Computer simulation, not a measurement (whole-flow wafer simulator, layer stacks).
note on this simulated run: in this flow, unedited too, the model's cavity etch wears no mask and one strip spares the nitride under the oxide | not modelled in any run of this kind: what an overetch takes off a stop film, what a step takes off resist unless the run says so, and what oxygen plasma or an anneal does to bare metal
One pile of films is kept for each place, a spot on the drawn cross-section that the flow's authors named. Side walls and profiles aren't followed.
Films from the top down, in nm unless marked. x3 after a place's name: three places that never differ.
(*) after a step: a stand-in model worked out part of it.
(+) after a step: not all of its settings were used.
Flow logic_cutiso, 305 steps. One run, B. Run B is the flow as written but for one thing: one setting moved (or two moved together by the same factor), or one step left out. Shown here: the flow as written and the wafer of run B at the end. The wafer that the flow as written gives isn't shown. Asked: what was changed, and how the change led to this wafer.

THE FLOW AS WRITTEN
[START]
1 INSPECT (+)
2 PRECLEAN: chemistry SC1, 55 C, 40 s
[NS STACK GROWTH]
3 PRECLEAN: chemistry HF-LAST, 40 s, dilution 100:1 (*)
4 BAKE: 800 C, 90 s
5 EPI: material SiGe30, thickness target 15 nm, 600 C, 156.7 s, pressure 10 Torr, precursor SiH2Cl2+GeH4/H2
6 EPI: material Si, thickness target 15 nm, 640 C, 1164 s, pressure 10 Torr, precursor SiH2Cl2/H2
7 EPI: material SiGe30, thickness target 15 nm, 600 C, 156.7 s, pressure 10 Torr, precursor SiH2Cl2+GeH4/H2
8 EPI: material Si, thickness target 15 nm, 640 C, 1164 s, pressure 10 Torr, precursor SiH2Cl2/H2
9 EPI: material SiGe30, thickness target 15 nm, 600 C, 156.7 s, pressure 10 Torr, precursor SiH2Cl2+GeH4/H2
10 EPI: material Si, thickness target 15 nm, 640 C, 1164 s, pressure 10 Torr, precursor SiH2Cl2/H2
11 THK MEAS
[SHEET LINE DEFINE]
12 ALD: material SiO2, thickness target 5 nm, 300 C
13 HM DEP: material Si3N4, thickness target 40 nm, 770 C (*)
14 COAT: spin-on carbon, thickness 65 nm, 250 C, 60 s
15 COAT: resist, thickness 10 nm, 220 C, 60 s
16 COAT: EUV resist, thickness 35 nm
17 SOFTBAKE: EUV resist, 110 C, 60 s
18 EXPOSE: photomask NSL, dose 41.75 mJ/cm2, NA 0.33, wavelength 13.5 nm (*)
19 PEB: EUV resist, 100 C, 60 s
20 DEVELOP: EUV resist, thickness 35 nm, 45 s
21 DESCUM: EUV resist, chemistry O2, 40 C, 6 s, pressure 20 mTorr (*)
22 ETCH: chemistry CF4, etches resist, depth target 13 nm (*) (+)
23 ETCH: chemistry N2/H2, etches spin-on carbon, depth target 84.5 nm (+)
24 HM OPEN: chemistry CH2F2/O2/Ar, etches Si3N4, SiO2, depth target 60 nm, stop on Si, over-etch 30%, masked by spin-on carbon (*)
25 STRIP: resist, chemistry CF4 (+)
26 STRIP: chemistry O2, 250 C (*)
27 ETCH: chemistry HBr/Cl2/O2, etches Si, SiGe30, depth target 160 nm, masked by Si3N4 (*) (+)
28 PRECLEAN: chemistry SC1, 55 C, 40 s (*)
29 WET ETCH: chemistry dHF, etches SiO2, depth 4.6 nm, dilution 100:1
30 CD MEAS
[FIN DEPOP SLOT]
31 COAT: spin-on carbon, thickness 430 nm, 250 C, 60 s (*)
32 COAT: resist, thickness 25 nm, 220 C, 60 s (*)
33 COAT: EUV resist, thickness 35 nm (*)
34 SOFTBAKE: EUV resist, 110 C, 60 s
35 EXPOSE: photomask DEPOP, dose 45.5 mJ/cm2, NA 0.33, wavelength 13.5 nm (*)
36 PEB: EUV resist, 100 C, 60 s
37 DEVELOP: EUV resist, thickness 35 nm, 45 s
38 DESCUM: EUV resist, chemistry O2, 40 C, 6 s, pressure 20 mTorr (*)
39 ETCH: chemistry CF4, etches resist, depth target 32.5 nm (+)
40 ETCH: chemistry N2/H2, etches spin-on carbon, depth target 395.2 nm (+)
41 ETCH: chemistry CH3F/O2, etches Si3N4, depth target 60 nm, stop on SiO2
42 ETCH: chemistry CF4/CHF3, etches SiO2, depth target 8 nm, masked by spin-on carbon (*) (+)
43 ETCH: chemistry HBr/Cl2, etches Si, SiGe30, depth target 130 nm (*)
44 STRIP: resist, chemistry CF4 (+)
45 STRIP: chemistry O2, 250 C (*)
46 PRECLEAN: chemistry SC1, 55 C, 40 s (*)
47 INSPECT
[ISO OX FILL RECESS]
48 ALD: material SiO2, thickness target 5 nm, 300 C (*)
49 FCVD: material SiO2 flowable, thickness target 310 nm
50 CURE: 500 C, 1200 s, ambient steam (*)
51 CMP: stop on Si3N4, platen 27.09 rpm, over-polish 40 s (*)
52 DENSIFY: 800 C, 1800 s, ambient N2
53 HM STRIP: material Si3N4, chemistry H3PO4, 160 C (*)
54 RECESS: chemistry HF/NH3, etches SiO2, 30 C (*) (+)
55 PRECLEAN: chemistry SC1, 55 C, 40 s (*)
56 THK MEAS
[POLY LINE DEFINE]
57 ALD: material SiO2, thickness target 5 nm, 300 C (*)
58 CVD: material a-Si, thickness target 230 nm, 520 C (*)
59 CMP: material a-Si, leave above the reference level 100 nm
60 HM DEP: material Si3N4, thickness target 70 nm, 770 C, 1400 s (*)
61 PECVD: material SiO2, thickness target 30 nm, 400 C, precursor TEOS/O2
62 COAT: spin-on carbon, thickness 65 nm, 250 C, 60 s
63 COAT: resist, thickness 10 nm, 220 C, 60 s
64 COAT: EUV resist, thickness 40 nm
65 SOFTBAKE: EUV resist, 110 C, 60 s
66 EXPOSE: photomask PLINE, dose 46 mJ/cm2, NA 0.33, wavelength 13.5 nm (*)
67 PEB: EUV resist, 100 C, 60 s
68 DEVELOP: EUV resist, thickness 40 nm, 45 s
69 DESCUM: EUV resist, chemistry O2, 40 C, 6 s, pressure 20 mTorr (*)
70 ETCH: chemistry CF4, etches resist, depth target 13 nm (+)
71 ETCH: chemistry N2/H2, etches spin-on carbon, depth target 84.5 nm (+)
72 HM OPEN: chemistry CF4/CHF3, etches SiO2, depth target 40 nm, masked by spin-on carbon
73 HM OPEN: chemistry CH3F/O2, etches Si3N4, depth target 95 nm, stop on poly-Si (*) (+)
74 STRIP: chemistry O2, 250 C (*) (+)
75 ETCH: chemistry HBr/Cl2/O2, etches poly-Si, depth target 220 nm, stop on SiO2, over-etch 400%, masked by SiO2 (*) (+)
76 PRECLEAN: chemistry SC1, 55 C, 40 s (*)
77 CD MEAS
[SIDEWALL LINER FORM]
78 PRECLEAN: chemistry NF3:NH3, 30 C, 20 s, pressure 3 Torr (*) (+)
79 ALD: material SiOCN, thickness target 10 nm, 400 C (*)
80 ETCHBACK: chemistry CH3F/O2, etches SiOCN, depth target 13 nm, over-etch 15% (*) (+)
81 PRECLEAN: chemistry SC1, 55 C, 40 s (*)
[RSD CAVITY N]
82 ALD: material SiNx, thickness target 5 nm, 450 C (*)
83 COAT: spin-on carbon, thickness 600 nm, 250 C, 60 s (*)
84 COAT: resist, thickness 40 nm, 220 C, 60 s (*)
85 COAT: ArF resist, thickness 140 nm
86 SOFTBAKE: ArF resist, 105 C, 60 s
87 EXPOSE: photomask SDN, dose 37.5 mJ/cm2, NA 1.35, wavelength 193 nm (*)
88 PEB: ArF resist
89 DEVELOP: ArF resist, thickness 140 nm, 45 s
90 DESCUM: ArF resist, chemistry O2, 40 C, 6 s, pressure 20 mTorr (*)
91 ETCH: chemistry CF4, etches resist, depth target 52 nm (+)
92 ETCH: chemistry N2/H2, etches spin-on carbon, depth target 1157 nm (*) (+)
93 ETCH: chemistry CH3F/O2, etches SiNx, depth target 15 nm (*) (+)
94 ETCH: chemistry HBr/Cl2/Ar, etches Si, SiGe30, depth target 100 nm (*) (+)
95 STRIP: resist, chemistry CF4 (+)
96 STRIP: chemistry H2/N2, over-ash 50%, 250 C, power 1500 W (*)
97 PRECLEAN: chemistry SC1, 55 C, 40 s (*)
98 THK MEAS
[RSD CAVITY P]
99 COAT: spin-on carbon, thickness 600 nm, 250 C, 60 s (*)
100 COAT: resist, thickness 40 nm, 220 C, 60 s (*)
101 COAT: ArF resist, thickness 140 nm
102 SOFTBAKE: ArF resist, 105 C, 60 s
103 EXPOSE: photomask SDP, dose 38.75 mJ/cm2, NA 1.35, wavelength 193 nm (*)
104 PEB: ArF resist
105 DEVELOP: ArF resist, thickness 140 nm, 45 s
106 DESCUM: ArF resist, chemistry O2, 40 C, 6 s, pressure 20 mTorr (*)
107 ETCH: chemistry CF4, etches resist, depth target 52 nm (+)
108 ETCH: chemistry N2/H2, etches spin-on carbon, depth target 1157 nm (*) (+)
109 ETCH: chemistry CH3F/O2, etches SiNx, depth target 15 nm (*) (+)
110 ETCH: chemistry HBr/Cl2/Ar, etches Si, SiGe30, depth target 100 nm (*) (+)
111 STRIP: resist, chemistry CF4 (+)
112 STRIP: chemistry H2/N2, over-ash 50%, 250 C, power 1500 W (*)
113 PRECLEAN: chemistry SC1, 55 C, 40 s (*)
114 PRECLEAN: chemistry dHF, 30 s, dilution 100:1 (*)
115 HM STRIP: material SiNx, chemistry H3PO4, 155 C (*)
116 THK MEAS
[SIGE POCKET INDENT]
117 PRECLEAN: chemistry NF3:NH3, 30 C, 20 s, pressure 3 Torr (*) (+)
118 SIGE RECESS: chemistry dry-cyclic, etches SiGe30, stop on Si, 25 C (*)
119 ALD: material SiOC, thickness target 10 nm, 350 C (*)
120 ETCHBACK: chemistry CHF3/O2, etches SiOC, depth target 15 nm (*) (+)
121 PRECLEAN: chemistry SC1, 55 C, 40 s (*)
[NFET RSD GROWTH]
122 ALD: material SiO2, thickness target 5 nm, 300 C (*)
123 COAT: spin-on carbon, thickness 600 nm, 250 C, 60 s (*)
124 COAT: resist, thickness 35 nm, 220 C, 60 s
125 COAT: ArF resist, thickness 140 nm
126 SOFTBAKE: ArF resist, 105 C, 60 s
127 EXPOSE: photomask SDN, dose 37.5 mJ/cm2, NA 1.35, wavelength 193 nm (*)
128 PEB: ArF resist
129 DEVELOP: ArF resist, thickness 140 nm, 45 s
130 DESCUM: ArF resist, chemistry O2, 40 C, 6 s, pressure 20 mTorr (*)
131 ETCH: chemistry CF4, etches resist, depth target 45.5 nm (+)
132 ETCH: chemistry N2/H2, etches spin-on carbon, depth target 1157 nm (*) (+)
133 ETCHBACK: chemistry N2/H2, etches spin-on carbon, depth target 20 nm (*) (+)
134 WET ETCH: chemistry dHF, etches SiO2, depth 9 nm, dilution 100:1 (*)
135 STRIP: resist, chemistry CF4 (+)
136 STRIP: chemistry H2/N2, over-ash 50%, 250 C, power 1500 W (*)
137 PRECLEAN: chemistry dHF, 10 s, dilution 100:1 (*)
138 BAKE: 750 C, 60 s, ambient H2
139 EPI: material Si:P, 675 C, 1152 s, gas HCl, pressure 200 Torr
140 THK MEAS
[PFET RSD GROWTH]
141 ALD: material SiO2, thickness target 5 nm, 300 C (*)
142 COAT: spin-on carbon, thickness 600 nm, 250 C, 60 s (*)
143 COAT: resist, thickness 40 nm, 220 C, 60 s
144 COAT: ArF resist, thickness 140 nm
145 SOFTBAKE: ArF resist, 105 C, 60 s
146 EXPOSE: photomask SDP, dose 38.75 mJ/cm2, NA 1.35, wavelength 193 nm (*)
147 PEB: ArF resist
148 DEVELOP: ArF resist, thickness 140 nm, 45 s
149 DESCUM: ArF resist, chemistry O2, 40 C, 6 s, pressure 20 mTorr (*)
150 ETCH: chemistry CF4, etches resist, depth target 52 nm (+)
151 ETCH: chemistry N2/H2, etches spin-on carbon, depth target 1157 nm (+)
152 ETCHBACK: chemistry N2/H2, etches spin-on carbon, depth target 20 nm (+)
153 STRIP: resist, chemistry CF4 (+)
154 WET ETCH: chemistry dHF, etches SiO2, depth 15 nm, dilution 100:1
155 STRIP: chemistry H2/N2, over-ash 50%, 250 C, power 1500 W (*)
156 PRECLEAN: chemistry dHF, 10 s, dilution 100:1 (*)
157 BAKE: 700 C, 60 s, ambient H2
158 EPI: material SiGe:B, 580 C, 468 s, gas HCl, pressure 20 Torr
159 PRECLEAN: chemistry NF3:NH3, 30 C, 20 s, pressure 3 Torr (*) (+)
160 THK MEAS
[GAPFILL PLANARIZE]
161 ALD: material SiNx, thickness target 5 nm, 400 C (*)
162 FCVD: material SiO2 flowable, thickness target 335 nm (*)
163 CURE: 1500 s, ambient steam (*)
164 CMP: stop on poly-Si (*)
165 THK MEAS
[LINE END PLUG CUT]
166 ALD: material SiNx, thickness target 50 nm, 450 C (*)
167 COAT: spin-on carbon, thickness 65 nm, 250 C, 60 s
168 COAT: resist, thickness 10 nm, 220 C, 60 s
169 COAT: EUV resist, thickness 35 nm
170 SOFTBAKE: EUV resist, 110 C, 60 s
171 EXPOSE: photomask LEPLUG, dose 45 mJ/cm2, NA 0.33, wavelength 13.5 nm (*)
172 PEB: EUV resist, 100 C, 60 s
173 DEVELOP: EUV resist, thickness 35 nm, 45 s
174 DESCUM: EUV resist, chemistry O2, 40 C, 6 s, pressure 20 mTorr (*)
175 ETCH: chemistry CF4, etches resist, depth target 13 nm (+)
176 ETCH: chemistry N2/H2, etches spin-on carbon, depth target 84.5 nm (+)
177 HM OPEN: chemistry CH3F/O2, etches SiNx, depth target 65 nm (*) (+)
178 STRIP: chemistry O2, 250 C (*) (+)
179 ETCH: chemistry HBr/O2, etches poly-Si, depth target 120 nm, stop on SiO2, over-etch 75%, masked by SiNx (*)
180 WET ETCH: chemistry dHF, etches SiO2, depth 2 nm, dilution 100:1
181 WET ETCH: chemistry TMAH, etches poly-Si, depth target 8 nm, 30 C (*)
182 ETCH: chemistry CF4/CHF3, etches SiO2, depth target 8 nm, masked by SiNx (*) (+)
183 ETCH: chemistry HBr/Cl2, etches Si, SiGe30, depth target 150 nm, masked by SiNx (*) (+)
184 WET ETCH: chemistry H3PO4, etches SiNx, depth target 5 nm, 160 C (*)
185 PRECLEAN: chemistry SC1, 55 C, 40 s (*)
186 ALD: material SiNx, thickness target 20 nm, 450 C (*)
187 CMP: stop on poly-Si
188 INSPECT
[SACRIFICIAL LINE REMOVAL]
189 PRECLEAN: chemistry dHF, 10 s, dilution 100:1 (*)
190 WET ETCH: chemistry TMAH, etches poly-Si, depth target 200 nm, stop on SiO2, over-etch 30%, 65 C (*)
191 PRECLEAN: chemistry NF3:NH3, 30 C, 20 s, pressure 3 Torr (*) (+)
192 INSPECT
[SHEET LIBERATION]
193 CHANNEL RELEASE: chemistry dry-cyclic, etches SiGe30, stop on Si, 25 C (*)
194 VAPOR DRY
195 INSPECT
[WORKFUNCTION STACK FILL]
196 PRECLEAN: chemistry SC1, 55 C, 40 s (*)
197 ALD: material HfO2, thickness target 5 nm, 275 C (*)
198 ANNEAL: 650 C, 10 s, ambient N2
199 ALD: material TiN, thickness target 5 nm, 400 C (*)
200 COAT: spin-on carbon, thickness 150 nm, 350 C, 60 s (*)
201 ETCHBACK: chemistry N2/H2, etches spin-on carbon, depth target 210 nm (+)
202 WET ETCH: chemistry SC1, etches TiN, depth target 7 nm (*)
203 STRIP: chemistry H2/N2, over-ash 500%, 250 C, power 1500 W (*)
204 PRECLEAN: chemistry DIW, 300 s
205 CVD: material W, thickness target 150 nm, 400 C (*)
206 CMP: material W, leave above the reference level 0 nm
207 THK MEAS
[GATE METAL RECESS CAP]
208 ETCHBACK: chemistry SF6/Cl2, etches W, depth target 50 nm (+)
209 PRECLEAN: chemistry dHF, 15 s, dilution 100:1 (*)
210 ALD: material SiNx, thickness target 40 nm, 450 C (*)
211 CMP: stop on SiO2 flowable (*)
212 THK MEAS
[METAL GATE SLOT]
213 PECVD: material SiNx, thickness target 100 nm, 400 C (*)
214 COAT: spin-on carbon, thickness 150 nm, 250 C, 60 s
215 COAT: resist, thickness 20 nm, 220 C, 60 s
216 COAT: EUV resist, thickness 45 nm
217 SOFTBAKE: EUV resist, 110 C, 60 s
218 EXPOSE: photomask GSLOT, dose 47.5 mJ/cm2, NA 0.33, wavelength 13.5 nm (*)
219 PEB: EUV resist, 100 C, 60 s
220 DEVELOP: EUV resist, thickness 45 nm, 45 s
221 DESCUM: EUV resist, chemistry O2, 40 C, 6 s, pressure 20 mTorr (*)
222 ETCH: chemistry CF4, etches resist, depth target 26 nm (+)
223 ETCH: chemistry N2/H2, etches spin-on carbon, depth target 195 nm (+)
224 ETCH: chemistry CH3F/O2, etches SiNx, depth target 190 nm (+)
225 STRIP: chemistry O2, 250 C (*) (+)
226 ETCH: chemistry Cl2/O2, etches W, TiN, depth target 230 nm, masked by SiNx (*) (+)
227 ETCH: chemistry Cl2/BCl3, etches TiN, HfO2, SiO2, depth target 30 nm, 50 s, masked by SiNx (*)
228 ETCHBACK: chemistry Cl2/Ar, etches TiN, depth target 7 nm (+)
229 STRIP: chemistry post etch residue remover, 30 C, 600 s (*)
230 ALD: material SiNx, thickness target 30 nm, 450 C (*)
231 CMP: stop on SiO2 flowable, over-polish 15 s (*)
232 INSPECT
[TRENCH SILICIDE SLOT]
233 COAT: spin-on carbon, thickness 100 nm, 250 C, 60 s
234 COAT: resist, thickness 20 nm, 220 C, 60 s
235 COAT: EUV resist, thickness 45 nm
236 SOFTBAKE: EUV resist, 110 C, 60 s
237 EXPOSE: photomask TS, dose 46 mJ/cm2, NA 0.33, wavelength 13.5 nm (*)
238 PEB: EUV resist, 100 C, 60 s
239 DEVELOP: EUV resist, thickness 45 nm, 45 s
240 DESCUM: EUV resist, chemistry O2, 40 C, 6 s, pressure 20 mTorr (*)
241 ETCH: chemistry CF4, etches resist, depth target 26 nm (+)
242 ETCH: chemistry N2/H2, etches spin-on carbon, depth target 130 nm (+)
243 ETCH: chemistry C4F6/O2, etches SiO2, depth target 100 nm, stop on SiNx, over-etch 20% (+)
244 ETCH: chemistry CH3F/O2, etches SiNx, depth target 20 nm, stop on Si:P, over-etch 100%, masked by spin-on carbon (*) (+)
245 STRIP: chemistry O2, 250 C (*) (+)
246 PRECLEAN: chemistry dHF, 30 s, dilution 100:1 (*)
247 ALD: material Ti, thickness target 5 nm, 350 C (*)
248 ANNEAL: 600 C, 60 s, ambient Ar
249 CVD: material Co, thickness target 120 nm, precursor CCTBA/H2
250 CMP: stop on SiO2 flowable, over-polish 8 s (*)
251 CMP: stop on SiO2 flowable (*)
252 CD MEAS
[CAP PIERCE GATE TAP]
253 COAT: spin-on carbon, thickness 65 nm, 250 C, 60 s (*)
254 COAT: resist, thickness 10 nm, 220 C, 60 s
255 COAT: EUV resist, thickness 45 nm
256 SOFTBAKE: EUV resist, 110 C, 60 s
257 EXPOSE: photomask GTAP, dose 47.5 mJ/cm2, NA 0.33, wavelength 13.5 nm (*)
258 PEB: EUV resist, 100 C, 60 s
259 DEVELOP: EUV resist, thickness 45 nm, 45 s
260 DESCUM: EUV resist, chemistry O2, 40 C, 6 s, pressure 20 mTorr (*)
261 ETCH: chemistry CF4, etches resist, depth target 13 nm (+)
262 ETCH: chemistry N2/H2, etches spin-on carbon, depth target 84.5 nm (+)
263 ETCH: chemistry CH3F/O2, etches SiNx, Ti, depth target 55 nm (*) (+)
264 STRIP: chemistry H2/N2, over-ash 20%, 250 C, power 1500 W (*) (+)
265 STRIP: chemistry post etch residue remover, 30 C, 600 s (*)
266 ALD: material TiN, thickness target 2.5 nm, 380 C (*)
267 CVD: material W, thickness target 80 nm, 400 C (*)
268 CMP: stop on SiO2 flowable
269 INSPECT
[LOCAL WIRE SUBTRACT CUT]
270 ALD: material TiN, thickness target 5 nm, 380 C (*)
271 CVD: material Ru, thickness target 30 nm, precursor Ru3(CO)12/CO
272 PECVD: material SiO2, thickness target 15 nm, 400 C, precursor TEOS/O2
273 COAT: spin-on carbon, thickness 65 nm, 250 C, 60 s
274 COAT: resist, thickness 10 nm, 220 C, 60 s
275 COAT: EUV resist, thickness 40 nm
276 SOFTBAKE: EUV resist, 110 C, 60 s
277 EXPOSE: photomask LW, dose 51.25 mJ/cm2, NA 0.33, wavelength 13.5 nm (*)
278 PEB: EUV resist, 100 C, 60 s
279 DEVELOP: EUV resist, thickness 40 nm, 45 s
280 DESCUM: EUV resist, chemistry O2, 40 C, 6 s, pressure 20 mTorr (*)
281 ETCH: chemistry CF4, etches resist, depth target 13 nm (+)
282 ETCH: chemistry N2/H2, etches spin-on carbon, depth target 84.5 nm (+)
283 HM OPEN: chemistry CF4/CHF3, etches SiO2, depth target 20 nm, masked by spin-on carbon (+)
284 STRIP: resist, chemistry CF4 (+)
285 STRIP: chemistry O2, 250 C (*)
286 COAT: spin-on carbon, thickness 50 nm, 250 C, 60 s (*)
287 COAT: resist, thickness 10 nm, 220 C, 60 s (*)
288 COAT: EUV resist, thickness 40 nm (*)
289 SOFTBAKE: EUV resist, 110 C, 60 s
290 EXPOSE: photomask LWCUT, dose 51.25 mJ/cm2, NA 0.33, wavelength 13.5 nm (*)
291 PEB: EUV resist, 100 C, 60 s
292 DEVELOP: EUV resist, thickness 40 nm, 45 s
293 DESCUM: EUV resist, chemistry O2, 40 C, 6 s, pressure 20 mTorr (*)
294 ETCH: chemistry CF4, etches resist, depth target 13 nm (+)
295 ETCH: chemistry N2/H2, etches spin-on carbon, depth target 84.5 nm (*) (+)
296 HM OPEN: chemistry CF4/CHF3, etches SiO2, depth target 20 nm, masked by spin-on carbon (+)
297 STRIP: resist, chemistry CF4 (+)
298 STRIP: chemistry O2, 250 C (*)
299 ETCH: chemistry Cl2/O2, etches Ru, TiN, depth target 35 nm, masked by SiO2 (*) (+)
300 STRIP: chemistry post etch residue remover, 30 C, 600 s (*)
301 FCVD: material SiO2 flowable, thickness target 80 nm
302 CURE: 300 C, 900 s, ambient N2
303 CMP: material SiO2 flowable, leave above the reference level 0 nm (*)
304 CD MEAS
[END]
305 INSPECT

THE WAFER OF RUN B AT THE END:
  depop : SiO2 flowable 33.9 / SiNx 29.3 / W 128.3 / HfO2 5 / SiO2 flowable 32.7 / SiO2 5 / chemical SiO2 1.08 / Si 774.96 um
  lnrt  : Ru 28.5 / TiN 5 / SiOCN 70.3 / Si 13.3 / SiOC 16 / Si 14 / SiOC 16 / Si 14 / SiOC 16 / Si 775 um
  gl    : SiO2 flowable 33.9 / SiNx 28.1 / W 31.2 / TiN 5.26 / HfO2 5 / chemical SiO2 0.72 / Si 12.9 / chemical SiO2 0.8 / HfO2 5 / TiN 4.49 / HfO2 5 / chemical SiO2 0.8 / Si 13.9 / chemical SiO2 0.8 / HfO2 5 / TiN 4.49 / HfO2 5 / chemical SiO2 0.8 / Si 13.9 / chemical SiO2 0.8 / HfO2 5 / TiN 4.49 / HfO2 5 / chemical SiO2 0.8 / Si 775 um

The cause: step 271, CVD: thickness target 28.5 nm was run, where the flow has thickness target 30 nm.
It can be read off the wafer: lnrt has Ru 28.5, and step 271 as written asks for 30 nm.

How the change led to this, step by step:
  271 CVD: material Ru, thickness target 30 nm, precursor Ru3(CO)12/CO
      depop, dpovl, gfld and 19 more: Ru +28.5 (new film) (as written it would be: Ru +30 (new film))
  299 ETCH: chemistry Cl2/O2, etches Ru, TiN, depth target 35 nm, masked by SiO2 (*) (+)
      depop, dpovl, gfld and 9 more: Ru -28.1 (all of it), TiN -5 (all of it), SiNx -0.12 (as written it would be: Ru -29.6 (all of it), TiN -5 (all of it))
      iso: Ru -28.1 (all of it), TiN -5 (all of it), SiO2 flowable -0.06 (as written it would be: Ru -29.6 (all of it), TiN -5 (all of it))
      (and at 5 more places)
  301 FCVD: material SiO2 flowable, thickness target 80 nm
      lnrt, rsdn, rsdp, tap: SiO2 flowable +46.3 (new film) (as written it would be: SiO2 flowable +45.3 (new film))
  303 CMP: material SiO2 flowable, leave above the reference level 0 nm (*)
      depop, dpovl, isow, ns, nsgap: SiO2 flowable -46.1 (as written it would be: SiO2 flowable -44.7)
      lnrt, rsdn, rsdp, tap: SiO2 flowable -46.3 (all of it), SiO2 -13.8 (all of it) (as written it would be: SiO2 flowable -45.3 (all of it), SiO2 -13.8 (all of it))
